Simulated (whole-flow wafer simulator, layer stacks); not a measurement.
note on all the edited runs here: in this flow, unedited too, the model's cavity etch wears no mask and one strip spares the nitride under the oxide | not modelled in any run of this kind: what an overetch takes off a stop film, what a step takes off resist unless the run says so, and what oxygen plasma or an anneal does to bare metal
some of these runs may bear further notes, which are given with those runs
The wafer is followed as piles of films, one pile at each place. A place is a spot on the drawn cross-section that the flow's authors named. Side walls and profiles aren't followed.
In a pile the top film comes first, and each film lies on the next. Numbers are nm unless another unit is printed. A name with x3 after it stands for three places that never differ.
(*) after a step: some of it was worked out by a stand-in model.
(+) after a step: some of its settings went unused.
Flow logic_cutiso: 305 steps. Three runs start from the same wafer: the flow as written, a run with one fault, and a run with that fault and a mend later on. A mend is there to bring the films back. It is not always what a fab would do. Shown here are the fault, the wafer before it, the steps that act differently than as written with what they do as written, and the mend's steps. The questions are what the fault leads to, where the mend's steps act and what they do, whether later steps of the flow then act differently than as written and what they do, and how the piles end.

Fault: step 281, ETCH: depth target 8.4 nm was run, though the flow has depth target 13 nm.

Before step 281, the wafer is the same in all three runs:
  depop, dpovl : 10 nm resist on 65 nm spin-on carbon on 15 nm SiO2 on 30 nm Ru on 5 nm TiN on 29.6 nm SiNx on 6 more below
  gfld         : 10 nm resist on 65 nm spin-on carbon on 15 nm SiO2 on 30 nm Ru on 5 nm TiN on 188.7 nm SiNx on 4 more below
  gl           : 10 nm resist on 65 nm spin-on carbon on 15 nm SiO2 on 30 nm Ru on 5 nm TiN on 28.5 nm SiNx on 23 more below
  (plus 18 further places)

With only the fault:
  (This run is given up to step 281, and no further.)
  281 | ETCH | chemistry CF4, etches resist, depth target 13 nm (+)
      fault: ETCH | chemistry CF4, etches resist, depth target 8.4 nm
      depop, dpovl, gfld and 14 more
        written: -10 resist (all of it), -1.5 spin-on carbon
        fault: -8.4 resist
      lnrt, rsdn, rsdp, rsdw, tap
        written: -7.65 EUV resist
        fault: -4.94 EUV resist
  The piles after step 281 differ from the flow's at depop, dpovl, gfld and 19 more by more than 2% or 0.5 nm, whichever is larger.
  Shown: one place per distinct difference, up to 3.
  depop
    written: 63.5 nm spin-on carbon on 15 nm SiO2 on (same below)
    fault: 1.6 nm resist on 65 nm spin-on carbon on 15 nm SiO2 on (same below)
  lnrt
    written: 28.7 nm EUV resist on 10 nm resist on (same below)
    fault: 31.4 nm EUV resist on 10 nm resist on (same below)

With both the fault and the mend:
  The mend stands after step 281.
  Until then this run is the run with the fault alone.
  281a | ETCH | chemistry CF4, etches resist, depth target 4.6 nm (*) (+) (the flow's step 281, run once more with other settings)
      depop, dpovl, gfld and 14 more
        -1.6 resist (all of it), -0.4 spin-on carbon
      lnrt, rsdn, rsdp, rsdw, tap
        -1.41 EUV resist
  Steps further on in the flow that do not act as written (1 more step, not shown, differs only slightly: by at most 2% or 0.5 nm, whichever is larger):
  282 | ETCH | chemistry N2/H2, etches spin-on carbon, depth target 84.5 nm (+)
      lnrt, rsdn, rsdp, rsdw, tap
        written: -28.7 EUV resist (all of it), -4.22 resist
        mend: -30 EUV resist (all of it), -4.15 resist
  By the end, the piles equal the flow's at every place that both follow.
